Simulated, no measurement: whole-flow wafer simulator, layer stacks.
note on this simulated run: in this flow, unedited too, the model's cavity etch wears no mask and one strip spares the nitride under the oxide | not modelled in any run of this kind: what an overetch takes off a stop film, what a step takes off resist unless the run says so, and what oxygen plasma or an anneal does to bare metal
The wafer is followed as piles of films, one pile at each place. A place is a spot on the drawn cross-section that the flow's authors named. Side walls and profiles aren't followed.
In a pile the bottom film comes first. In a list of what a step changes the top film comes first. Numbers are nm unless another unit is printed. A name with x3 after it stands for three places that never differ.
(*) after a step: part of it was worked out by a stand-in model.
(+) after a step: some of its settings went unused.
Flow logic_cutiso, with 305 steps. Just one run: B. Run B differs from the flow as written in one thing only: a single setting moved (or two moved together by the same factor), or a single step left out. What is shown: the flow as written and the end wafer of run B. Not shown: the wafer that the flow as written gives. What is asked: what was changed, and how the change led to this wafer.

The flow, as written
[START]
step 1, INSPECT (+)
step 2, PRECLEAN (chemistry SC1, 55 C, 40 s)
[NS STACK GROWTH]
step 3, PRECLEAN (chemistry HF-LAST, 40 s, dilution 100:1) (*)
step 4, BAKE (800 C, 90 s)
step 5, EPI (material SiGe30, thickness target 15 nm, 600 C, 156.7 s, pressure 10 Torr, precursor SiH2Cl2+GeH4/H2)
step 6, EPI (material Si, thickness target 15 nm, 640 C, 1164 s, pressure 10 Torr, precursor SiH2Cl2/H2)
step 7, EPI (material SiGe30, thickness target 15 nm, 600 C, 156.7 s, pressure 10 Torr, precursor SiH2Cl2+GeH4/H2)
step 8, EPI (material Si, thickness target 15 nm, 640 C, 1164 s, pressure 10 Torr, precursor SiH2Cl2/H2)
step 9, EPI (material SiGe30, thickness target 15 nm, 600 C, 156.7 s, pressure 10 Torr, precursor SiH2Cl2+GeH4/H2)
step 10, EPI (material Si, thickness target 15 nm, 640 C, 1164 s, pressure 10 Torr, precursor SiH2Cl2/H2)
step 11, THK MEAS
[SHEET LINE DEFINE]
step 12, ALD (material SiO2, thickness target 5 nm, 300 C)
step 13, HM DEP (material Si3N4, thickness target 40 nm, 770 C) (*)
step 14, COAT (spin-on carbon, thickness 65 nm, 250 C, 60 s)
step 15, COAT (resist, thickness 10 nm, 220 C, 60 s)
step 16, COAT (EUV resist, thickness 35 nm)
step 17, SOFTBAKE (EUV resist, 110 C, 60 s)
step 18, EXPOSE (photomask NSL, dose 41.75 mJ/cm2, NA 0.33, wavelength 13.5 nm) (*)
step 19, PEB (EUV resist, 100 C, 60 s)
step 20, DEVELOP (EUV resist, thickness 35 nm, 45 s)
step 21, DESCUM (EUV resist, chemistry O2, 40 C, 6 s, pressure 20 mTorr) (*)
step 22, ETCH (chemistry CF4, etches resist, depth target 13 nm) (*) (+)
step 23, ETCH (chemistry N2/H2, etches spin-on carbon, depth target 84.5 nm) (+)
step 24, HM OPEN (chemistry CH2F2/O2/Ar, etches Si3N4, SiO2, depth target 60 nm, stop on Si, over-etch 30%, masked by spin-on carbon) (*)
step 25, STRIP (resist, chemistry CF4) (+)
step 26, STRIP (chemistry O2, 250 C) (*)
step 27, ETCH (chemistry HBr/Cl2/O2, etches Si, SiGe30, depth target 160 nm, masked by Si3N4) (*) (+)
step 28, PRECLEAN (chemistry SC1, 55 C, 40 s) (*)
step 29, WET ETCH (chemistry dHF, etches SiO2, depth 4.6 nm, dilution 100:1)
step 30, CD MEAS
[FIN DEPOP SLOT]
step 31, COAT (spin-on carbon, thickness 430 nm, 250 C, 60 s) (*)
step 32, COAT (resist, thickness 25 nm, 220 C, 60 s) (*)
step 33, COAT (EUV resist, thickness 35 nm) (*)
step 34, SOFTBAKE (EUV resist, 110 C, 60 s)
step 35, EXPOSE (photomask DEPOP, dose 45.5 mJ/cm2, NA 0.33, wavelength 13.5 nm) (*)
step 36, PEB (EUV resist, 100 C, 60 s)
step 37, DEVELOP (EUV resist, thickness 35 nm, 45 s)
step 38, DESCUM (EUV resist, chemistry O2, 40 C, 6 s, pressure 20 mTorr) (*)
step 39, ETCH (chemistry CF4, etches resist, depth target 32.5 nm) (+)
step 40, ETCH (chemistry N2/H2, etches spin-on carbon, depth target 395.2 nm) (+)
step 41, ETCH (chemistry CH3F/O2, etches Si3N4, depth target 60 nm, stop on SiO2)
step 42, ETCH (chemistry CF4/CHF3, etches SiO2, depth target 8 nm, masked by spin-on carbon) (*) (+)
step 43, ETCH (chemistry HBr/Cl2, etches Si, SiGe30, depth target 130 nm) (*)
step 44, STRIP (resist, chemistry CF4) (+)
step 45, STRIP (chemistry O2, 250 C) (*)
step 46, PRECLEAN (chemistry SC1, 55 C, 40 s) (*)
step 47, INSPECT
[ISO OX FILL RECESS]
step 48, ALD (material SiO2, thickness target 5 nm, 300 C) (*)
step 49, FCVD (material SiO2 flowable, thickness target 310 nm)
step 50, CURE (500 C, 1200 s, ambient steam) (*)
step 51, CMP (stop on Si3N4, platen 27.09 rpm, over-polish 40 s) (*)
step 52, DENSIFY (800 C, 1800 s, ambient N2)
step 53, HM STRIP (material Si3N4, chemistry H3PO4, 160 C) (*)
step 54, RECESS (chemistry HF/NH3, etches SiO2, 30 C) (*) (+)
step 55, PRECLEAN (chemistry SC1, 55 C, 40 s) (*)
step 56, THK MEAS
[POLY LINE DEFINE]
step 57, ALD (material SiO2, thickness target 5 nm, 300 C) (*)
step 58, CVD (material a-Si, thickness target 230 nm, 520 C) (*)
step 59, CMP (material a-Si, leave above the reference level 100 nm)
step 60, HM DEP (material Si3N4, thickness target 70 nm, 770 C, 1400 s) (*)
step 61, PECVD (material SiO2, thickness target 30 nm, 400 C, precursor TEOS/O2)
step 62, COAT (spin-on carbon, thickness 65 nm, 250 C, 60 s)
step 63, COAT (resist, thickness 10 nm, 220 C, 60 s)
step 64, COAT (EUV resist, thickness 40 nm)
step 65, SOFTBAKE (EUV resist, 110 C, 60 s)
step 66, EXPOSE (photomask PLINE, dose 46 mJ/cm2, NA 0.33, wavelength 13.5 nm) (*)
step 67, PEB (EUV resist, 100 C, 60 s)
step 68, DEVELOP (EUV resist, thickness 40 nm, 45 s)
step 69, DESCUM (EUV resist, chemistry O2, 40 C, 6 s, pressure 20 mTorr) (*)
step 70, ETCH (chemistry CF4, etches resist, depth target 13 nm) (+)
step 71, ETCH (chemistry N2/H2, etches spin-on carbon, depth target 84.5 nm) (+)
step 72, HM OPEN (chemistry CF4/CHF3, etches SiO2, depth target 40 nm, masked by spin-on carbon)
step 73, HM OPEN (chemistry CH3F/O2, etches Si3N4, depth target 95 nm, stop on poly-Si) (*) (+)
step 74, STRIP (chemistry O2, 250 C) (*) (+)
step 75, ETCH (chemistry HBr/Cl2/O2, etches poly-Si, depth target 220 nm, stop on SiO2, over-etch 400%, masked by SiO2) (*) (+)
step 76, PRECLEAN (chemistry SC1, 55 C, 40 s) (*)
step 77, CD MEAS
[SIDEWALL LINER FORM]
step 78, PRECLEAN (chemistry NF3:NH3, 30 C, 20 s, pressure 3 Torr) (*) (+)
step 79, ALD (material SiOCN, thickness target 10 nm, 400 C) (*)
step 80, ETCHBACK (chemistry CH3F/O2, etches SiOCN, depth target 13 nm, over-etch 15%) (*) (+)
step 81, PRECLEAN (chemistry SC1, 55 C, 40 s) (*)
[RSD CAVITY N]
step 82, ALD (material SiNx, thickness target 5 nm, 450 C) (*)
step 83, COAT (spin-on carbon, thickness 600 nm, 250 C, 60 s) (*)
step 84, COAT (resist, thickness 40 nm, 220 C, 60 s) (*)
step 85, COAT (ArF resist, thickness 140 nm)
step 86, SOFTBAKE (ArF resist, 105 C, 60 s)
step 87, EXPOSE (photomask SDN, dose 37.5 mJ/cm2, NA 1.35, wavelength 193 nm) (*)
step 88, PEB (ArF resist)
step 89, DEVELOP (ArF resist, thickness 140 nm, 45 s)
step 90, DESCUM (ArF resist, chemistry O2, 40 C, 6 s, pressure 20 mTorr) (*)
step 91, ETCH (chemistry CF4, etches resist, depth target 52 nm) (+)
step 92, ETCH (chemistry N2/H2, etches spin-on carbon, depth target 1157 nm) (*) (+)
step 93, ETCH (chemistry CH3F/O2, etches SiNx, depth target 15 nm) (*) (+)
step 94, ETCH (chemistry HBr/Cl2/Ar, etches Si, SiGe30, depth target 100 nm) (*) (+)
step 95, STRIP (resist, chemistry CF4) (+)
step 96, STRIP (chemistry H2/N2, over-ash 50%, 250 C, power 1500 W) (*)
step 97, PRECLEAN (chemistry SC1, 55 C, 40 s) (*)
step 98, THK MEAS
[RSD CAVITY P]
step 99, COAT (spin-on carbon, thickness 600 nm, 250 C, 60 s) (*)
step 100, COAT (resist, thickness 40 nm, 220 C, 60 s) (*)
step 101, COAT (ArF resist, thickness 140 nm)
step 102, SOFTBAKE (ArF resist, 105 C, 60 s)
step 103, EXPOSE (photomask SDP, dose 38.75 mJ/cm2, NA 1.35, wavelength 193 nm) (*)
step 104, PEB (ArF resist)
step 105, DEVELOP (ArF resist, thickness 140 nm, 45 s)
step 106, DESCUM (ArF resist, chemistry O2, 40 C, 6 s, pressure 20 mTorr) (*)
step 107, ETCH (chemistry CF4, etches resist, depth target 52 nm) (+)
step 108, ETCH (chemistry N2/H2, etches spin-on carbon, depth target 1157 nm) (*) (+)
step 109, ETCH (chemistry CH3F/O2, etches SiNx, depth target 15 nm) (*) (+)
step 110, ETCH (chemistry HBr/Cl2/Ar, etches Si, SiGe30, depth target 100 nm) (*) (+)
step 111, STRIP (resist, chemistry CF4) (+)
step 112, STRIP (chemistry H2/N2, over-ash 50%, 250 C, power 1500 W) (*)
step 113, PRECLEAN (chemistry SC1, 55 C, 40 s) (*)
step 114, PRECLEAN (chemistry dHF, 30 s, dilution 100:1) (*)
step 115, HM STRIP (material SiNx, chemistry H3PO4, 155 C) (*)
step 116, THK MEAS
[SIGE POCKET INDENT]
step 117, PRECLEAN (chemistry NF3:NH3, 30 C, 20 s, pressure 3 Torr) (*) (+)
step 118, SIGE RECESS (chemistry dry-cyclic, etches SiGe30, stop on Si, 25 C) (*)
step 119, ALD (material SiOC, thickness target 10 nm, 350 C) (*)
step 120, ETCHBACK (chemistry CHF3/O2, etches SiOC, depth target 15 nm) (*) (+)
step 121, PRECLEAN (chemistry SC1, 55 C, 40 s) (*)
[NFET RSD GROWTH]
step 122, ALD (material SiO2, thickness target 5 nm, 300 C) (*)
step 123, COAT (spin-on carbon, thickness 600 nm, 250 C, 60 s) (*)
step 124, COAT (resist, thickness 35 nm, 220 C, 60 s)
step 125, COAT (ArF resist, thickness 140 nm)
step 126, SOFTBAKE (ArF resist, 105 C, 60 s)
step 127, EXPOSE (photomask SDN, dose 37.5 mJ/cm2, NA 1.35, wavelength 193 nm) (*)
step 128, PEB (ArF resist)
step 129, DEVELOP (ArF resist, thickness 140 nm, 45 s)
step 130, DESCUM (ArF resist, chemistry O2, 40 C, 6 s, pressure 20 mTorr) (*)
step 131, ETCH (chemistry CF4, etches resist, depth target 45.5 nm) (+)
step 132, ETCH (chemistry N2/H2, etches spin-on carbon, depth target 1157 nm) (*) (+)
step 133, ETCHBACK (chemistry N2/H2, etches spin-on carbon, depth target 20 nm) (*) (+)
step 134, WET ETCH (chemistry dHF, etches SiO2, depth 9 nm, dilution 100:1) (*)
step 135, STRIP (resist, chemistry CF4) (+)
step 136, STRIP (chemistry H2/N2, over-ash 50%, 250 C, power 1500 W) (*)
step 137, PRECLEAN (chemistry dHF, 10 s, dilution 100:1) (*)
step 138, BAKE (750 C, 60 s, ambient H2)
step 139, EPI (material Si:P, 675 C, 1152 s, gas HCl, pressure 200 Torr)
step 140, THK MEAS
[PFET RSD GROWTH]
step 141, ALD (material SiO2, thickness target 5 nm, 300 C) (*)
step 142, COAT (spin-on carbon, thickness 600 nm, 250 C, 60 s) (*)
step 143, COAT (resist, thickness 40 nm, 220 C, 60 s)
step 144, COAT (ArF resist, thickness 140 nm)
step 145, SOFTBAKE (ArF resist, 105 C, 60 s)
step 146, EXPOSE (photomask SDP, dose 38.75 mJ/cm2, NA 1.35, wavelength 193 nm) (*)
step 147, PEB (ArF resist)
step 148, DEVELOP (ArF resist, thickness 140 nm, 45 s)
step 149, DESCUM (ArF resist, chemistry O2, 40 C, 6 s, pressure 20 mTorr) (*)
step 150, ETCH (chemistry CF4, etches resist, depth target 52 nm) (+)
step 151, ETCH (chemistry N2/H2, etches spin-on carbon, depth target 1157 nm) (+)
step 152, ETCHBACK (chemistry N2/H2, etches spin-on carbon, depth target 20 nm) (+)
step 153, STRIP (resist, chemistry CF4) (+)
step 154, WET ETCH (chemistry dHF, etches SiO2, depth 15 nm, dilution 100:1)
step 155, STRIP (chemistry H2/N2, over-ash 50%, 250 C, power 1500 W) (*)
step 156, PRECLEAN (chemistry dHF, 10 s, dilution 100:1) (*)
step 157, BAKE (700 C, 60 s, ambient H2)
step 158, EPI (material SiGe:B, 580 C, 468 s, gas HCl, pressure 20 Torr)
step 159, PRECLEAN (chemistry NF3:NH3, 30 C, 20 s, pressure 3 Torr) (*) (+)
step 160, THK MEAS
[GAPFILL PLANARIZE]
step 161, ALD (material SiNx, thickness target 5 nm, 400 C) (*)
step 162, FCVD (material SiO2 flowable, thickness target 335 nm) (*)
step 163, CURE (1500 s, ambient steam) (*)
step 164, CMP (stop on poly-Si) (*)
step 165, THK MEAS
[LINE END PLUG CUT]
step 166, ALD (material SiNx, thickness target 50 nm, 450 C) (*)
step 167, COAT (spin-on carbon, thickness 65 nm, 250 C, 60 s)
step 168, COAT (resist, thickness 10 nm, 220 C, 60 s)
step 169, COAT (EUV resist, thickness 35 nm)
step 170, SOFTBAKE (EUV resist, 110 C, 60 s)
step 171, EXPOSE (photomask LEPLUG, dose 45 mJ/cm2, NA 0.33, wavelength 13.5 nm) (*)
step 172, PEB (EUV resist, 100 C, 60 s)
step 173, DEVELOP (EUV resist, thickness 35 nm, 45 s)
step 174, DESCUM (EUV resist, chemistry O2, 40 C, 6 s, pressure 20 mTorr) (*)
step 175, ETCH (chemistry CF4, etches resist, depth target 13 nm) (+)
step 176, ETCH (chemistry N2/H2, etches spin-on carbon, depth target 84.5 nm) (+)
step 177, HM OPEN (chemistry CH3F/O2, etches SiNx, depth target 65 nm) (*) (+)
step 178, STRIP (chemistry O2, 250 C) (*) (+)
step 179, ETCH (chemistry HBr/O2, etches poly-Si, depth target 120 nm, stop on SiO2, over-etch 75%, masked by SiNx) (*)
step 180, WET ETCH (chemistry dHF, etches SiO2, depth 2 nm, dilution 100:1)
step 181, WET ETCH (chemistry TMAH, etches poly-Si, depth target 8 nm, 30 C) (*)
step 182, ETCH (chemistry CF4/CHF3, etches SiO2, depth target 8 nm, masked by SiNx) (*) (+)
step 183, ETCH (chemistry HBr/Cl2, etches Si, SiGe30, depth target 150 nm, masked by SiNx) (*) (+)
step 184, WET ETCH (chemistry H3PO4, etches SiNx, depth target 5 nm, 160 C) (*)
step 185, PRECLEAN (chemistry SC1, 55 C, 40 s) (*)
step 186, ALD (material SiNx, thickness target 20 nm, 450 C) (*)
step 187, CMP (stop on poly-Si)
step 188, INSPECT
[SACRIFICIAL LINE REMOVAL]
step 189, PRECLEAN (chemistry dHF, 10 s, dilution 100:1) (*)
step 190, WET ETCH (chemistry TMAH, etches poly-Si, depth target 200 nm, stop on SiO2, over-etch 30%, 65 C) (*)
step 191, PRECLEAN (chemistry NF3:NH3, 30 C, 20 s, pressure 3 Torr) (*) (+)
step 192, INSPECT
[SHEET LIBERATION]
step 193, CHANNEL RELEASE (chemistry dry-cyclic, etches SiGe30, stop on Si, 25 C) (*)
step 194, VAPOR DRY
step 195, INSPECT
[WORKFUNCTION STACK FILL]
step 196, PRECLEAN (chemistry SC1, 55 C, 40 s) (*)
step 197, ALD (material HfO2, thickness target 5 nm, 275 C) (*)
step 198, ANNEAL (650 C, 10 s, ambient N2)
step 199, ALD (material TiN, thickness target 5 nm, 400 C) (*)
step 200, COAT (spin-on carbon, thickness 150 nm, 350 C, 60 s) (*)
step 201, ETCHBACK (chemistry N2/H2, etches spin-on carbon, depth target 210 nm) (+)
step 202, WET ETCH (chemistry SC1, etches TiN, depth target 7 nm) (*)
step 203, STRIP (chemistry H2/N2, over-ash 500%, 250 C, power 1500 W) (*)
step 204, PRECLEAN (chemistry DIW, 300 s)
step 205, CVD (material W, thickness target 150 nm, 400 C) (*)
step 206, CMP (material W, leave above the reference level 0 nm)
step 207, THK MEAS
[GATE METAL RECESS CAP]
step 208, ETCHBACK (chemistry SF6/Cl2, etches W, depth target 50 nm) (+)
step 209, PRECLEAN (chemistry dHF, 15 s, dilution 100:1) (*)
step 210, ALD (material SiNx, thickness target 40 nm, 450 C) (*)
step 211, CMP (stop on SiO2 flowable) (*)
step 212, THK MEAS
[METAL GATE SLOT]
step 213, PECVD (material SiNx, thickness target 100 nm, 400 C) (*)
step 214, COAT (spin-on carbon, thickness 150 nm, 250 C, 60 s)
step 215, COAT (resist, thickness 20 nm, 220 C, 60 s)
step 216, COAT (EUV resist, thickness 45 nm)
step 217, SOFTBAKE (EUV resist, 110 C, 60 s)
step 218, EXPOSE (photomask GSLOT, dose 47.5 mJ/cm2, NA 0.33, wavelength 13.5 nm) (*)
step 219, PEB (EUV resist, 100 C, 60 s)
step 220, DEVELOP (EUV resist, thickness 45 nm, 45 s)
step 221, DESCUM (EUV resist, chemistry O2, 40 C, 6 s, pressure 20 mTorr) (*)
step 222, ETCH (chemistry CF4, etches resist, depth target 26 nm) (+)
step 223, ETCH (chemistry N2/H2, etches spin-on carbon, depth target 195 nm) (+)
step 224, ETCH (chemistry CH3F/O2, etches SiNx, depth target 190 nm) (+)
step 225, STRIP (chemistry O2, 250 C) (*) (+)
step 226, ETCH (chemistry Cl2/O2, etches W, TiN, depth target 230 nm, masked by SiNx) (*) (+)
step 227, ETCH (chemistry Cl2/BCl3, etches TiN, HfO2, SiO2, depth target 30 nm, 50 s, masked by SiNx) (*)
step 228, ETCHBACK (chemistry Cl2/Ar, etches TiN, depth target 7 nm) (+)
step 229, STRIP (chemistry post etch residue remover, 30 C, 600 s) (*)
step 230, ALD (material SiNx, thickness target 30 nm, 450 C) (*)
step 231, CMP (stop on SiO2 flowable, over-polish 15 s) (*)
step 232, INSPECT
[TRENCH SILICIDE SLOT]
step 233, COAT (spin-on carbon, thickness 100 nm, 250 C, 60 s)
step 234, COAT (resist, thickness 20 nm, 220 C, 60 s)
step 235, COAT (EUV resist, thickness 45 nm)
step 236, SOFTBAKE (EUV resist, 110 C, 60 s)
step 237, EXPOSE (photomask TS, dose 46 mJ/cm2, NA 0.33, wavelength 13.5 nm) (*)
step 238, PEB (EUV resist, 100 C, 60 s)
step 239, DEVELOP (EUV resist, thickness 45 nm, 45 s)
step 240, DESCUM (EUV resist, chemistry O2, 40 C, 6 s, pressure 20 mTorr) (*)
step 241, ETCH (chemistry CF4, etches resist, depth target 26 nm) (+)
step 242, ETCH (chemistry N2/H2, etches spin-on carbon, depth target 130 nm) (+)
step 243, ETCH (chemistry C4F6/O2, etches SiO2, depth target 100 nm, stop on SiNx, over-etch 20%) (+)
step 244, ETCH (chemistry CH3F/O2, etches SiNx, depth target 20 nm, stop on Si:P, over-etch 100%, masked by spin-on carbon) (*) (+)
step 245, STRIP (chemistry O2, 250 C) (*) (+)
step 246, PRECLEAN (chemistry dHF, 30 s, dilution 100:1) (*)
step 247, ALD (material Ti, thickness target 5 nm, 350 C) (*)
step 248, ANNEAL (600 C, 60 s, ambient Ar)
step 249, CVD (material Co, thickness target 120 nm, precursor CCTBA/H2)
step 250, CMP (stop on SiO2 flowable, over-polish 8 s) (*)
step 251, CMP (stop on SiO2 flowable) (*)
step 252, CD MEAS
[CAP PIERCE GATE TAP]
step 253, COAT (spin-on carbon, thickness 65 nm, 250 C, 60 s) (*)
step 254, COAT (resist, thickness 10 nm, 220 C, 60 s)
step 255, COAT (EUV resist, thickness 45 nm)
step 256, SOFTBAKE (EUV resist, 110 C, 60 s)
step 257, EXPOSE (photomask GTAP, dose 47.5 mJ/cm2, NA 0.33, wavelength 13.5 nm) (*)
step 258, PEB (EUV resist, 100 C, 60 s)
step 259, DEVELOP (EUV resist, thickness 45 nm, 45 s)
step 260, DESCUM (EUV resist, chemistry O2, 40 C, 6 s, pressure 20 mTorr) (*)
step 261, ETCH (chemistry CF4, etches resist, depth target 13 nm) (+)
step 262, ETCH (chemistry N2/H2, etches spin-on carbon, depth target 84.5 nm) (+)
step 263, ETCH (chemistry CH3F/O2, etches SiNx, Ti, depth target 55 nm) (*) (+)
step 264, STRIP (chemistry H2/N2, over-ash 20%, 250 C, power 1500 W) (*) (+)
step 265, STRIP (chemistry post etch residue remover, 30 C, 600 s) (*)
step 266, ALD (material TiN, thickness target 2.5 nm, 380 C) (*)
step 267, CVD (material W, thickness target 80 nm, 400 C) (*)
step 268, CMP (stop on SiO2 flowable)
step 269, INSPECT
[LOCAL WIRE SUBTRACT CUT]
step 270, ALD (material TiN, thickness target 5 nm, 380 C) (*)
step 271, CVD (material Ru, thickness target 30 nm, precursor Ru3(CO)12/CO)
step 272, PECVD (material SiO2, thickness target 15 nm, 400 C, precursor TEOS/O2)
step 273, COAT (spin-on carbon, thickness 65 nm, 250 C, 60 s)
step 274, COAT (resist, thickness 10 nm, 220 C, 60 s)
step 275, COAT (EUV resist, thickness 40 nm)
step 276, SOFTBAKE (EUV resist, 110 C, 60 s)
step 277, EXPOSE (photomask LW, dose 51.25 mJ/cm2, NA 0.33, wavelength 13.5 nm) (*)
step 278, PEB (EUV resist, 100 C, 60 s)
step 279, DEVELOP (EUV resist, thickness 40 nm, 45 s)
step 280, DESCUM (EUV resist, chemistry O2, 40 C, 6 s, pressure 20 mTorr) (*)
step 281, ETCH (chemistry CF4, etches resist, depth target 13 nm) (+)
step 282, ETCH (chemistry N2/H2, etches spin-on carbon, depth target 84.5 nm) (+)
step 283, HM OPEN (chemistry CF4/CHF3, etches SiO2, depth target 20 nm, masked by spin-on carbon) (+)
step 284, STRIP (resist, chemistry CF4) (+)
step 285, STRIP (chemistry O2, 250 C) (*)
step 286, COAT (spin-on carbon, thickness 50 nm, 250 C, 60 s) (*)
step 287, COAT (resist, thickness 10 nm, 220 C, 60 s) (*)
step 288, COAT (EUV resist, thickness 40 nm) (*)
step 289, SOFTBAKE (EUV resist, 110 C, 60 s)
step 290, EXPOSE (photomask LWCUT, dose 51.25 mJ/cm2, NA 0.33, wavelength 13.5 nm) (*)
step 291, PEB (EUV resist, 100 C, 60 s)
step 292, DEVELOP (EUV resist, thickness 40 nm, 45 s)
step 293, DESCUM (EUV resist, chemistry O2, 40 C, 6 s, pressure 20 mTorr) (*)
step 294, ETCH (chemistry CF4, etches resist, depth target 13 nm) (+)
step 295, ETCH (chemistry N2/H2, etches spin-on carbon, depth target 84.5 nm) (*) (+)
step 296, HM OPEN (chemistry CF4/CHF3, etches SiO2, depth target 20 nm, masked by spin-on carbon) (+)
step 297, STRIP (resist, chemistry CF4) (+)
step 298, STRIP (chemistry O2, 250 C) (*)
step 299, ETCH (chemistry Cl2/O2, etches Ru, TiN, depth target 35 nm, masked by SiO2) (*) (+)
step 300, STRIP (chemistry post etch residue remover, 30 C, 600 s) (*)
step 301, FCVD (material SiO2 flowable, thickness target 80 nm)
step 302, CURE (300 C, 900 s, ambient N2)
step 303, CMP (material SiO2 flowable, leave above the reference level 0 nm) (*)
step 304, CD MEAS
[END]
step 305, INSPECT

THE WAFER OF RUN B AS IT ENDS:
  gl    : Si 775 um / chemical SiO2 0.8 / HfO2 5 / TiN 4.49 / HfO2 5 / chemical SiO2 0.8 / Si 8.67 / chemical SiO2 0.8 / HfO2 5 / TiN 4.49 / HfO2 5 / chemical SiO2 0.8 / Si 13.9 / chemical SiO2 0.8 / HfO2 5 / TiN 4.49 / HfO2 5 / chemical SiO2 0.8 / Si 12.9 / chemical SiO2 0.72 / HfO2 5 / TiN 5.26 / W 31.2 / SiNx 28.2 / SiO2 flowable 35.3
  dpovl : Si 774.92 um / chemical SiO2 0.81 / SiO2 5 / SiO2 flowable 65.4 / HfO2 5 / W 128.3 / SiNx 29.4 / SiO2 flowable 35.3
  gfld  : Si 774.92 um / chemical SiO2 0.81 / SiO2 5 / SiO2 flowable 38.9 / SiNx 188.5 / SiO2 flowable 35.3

The reason: step 6, EPI: 756.9 s was run, though the flow has 1164 s.

Step by step, how the change led to this:
  step 6, EPI (material Si, thickness target 15 nm, 640 C, 1164 s, pressure 10 Torr, precursor SiH2Cl2/H2)
      depop, dpovl, gfld and 19 more: Si gains 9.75 (new film) (it would be, as written: Si gains 15 (new film))
  step 27, ETCH (chemistry HBr/Cl2/O2, etches Si, SiGe30, depth target 160 nm, masked by Si3N4) (*) (+)
      gfld, gxf, iso, lnri: chemical SiO2 loses 0.79 (all of it), Si loses 11.4 (all of it), SiGe30 loses 15 (all of it), Si loses 15 (all of it), SiGe30 loses 15 (all of it), Si loses 9.75 (all of it), SiGe30 loses 15 (all of it), Si loses 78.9 (it would be, as written: chemical SiO2 loses 0.79 (all of it), Si loses 11.4 (all of it), SiGe30 loses 15 (all of it), Si loses 15 (all of it), SiGe30 loses 15 (all of it), Si loses 15 (all of it), SiGe30 loses 15 (all of it), Si loses 73.6)
      dpovl, nsgap: chemical SiO2 loses 0.79 (all of it), Si loses 11.8 (all of it), SiGe30 loses 15 (all of it), Si loses 15 (all of it), SiGe30 loses 15 (all of it), Si loses 9.75 (all of it), SiGe30 loses 15 (all of it), Si loses 78.5 (it would be, as written: chemical SiO2 loses 0.79 (all of it), Si loses 11.8 (all of it), SiGe30 loses 15 (all of it), Si loses 15 (all of it), SiGe30 loses 15 (all of it), Si loses 15 (all of it), SiGe30 loses 15 (all of it), Si loses 73.2)
      (as well as at 1 more place)
  step 43, ETCH (chemistry HBr/Cl2, etches Si, SiGe30, depth target 130 nm) (*)
      depop: Si loses 14 (all of it), SiGe30 loses 15 (all of it), Si loses 15 (all of it), SiGe30 loses 15 (all of it), Si loses 9.75 (all of it), SiGe30 loses 15 (all of it), Si loses 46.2 (it would be, as written: Si loses 14 (all of it), SiGe30 loses 15 (all of it), Si loses 15 (all of it), SiGe30 loses 15 (all of it), Si loses 15 (all of it), SiGe30 loses 15 (all of it), Si loses 41)
  step 94, ETCH (chemistry HBr/Cl2/Ar, etches Si, SiGe30, depth target 100 nm) (*) (+)
      rsdn, rsdx: chemical SiO2 loses 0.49 (all of it), Si loses 12.8 (all of it), SiGe30 loses 15 (all of it), Si loses 15 (all of it), SiGe30 loses 15 (all of it), Si loses 9.75 (all of it), SiGe30 loses 15 (all of it), Si loses 17.4 (it would be, as written: chemical SiO2 loses 0.49 (all of it), Si loses 12.8 (all of it), SiGe30 loses 15 (all of it), Si loses 15 (all of it), SiGe30 loses 15 (all of it), Si loses 15 (all of it), SiGe30 loses 15 (all of it), Si loses 12.2)
  step 110, ETCH (chemistry HBr/Cl2/Ar, etches Si, SiGe30, depth target 100 nm) (*) (+)
      rsdp, rsdw: chemical SiO2 loses 0.49 (all of it), Si loses 12.8 (all of it), SiGe30 loses 15 (all of it), Si loses 15 (all of it), SiGe30 loses 15 (all of it), Si loses 9.75 (all of it), SiGe30 loses 15 (all of it), Si loses 17.4 (it would be, as written: chemical SiO2 loses 0.49 (all of it), Si loses 12.8 (all of it), SiGe30 loses 15 (all of it), Si loses 15 (all of it), SiGe30 loses 15 (all of it), Si loses 15 (all of it), SiGe30 loses 15 (all of it), Si loses 12.2)
  step 183, ETCH (chemistry HBr/Cl2, etches Si, SiGe30, depth target 150 nm, masked by SiNx) (*) (+)
      plug: Si loses 13.6 (all of it), SiGe30 loses 15 (all of it), Si loses 15 (all of it), SiGe30 loses 15 (all of it), Si loses 9.75 (all of it), SiGe30 loses 15 (all of it), Si loses 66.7 (it would be, as written: Si loses 13.6 (all of it), SiGe30 loses 15 (all of it), Si loses 15 (all of it), SiGe30 loses 15 (all of it), Si loses 15 (all of it), SiGe30 loses 15 (all of it), Si loses 61.4)
